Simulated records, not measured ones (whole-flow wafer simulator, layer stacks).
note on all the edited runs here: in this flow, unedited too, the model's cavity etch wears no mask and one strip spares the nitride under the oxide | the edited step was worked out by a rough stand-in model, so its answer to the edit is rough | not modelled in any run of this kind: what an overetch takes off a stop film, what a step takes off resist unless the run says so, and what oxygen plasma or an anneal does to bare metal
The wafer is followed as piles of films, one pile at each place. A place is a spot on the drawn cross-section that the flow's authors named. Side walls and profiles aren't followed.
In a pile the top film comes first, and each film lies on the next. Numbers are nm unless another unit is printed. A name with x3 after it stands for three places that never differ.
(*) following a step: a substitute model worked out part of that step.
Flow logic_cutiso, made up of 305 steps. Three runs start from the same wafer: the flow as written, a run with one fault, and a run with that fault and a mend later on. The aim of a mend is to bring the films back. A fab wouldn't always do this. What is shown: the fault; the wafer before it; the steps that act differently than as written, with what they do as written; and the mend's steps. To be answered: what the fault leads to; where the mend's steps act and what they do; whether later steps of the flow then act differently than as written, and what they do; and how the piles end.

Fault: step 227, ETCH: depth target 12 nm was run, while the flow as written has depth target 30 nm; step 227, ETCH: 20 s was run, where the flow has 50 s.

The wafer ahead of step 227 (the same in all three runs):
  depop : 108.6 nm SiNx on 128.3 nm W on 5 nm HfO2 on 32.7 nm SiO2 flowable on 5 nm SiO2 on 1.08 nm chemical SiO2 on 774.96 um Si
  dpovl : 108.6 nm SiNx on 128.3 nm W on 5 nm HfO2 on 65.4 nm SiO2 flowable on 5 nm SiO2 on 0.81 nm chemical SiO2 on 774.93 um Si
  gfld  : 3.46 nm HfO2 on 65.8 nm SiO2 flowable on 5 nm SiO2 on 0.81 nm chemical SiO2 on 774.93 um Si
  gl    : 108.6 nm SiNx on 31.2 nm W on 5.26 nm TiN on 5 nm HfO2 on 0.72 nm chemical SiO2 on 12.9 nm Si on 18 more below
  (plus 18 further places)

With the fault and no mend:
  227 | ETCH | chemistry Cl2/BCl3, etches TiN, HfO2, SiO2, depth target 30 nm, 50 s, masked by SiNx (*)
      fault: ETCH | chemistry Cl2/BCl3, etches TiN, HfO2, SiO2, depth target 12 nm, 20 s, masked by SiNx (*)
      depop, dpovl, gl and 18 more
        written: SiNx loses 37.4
        fault: SiNx loses 15
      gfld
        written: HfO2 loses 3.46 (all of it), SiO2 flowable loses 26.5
        fault: HfO2 loses 3.46 (all of it), SiO2 flowable loses 8.54
  Steps further on in the flow that do not act as written (not shown: 1 more step that differs only slightly, by at most 2% or 0.5 nm, whichever is larger):
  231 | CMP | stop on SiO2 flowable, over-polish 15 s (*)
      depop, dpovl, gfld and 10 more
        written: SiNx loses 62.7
        fault: SiNx loses 85.2
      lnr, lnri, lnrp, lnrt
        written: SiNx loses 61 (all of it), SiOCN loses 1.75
        fault: SiNx loses 83.4 (all of it), SiOCN loses 1.75
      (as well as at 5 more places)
  By the end, the piles at gfld depart from the flow's by more than 2% or 0.5 nm, whichever is larger.
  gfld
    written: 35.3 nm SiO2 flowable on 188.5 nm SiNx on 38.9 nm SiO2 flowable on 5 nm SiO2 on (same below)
    fault: 35.3 nm SiO2 flowable on 170.5 nm SiNx on 56.9 nm SiO2 flowable on 5 nm SiO2 on (same below)

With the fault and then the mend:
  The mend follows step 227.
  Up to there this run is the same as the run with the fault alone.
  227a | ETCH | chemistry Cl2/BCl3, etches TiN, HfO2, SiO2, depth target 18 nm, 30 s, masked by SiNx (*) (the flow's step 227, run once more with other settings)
      depop, dpovl, gl and 18 more
        SiNx loses 22.5
      gfld
        SiO2 flowable loses 18
  Every later step of the flow that is run acts as written at every place that is followed.
  The piles end the same as the flow's at every place that both follow.
